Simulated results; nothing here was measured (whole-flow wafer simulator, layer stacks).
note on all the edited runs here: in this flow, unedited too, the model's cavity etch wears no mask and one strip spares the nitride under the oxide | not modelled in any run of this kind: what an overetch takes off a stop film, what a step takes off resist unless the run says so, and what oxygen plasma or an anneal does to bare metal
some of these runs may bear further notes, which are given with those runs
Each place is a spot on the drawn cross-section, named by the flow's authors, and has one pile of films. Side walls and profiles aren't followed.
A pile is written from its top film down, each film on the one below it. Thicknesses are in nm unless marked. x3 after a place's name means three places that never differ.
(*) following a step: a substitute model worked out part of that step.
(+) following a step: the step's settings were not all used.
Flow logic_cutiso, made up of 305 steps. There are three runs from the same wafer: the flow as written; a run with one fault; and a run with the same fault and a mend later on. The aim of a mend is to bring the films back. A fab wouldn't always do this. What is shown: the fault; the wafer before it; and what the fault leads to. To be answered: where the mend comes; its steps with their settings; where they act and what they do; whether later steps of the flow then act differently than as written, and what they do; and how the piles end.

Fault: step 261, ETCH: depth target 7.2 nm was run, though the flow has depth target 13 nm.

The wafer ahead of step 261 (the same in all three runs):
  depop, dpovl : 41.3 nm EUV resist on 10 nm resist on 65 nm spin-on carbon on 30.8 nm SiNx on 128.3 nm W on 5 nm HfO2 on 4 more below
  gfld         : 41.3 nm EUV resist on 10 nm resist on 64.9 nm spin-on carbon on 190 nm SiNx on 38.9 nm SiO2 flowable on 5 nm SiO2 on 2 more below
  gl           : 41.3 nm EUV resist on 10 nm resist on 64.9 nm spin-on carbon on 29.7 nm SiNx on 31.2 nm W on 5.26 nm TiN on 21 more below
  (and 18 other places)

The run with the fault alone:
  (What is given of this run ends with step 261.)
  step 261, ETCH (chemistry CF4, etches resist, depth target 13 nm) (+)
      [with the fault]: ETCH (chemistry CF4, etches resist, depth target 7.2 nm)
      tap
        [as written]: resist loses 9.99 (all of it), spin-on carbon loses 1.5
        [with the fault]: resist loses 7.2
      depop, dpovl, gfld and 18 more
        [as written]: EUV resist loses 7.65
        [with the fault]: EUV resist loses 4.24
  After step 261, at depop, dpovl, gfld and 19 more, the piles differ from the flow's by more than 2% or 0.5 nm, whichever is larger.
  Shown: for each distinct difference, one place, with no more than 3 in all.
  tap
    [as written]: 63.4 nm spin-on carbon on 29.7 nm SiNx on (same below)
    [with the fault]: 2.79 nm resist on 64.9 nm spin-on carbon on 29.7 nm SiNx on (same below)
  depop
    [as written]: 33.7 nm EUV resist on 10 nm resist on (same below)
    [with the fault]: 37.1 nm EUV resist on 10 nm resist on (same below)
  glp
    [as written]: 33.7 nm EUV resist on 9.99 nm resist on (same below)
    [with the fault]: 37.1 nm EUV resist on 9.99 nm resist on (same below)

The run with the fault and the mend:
  The mend follows step 261.
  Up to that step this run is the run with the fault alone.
  step 261a, ETCH (chemistry CF4, etches resist, depth target 5.8 nm) (*) (+) (the flow's step 261 again, with other settings)
      depop, dpovl, gfld and 18 more
        EUV resist loses 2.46
      tap
        resist loses 2.79 (all of it), spin-on carbon loses 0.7
  Steps further on in the flow that do not act as written (not shown: 2 more steps that differ only slightly, by at most 2% or 0.5 nm, whichever is larger):
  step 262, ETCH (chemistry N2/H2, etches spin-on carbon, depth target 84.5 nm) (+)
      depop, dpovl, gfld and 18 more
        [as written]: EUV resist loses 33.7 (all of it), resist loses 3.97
        [with the mend]: EUV resist loses 34.6 (all of it), resist loses 3.93
  The piles end the same as the flow's at every place that both follow.
